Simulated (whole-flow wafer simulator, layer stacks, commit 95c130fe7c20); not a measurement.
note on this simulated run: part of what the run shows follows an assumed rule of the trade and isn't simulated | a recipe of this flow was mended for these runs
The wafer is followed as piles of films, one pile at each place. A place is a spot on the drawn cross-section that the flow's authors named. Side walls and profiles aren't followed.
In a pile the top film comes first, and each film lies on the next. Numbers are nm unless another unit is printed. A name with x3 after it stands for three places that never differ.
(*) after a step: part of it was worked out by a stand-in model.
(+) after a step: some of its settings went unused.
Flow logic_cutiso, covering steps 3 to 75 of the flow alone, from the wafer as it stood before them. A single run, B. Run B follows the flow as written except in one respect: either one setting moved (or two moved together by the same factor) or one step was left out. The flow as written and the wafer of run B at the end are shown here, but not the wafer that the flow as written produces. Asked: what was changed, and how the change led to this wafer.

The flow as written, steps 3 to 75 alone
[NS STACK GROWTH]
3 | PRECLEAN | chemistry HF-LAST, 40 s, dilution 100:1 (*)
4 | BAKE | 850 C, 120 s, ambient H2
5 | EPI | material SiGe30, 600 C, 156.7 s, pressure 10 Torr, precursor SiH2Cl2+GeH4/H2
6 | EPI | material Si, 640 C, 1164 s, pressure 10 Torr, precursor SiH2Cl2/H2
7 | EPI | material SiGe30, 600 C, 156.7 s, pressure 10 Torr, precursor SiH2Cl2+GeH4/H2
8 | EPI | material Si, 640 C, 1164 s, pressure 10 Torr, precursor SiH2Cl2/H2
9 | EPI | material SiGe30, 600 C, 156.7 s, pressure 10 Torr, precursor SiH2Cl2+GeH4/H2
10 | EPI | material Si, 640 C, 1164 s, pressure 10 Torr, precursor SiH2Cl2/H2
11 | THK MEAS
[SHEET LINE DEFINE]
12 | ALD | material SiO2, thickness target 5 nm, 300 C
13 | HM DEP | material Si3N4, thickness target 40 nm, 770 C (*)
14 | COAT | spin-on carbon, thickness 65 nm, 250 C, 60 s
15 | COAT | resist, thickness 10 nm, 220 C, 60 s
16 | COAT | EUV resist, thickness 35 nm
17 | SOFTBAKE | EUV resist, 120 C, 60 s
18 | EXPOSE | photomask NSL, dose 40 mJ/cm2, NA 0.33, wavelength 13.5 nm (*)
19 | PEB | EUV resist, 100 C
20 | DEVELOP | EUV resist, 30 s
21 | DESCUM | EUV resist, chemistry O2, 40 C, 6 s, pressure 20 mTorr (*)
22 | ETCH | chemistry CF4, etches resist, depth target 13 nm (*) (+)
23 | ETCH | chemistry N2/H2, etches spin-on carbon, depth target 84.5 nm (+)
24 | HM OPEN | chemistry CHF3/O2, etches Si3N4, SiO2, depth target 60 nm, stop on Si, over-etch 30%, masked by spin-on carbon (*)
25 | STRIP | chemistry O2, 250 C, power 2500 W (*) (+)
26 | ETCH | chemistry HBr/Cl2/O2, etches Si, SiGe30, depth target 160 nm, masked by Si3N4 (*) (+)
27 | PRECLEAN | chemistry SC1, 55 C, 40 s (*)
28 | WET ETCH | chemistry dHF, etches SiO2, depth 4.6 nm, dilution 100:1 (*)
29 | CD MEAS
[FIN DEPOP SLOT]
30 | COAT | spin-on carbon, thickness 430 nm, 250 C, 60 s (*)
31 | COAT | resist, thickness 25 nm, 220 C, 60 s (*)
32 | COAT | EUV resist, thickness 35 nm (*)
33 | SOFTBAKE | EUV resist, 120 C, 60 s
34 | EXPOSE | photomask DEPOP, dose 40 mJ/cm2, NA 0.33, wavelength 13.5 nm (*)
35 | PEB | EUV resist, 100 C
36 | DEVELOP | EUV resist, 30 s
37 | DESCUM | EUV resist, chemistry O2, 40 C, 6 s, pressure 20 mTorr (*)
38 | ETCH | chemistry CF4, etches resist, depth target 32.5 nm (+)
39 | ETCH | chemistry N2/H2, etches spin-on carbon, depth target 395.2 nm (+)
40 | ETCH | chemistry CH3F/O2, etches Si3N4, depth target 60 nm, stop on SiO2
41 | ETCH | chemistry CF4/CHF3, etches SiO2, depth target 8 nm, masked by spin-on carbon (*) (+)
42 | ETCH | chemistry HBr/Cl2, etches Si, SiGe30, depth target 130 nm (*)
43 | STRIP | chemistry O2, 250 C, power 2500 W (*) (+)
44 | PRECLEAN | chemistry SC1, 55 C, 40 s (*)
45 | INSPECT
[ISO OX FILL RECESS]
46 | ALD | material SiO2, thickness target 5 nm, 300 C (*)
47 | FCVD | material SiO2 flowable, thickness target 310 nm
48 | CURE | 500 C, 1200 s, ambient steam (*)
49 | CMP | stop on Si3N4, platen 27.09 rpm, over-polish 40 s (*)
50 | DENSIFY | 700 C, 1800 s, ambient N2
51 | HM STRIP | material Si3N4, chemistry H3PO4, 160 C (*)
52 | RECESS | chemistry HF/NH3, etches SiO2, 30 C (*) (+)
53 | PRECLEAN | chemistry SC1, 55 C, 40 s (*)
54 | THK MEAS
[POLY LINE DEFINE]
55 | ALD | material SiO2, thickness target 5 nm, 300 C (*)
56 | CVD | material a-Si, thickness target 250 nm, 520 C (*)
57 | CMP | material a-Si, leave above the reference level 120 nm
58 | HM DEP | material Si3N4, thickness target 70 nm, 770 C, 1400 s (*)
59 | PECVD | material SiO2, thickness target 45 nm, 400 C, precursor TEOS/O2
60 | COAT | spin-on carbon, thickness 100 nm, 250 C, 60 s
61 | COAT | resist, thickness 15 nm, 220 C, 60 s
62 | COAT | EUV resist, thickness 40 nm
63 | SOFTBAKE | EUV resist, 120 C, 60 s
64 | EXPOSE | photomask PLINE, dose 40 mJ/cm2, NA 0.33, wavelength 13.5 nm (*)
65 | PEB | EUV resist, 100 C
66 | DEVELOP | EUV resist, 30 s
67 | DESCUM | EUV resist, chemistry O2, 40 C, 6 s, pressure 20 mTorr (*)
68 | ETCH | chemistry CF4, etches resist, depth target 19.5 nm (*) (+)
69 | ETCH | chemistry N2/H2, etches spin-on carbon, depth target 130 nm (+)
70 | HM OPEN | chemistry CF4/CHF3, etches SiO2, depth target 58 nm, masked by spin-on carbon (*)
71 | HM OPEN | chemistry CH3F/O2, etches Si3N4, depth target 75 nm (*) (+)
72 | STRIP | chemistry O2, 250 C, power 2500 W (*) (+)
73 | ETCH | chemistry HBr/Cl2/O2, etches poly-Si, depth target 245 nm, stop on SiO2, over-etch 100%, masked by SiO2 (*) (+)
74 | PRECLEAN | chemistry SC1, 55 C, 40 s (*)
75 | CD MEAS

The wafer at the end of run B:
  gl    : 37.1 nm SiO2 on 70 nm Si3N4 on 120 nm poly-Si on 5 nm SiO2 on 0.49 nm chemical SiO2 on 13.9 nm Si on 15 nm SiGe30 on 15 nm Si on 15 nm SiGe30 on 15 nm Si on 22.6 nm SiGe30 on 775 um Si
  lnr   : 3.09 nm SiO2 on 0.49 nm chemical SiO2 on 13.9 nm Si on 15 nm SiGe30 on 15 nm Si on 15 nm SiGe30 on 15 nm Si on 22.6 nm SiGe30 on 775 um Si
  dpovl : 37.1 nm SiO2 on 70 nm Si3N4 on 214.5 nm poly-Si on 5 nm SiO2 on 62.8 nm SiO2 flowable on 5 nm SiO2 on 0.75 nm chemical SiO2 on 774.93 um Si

Cause: step 5, EPI: 623 C was run, though the flow has 600 C.

Step by step, how the change led to this:
  5 | EPI | material SiGe30, 600 C, 156.7 s, pressure 10 Torr, precursor SiH2Cl2+GeH4/H2
      depop, dpovl, gfld and 19 more: +22.6 SiGe30 (new film) (as written it would have been: +15 SiGe30 (new film))
  26 | ETCH | chemistry HBr/Cl2/O2, etches Si, SiGe30, depth target 160 nm, masked by Si3N4 (*) (+)
      dpovl, gfld, gxf, iso, isow, lnri, nsgap: -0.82 chemical SiO2 (all of it), -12 Si (all of it), -15 SiGe30 (all of it), -15 Si (all of it), -15 SiGe30 (all of it), -15 Si (all of it), -22.6 SiGe30 (all of it), -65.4 Si (as written it would have been: -0.82 chemical SiO2 (all of it), -12 Si (all of it), -15 SiGe30 (all of it), -15 Si (all of it), -15 SiGe30 (all of it), -15 Si (all of it), -15 SiGe30 (all of it), -73 Si)
  42 | ETCH | chemistry HBr/Cl2, etches Si, SiGe30, depth target 130 nm (*)
      depop: -13.8 Si (all of it), -15 SiGe30 (all of it), -15 Si (all of it), -15 SiGe30 (all of it), -15 Si (all of it), -22.6 SiGe30 (all of it), -33.6 Si (as written it would have been: -13.8 Si (all of it), -15 SiGe30 (all of it), -15 Si (all of it), -15 SiGe30 (all of it), -15 Si (all of it), -15 SiGe30 (all of it), -41.2 Si)
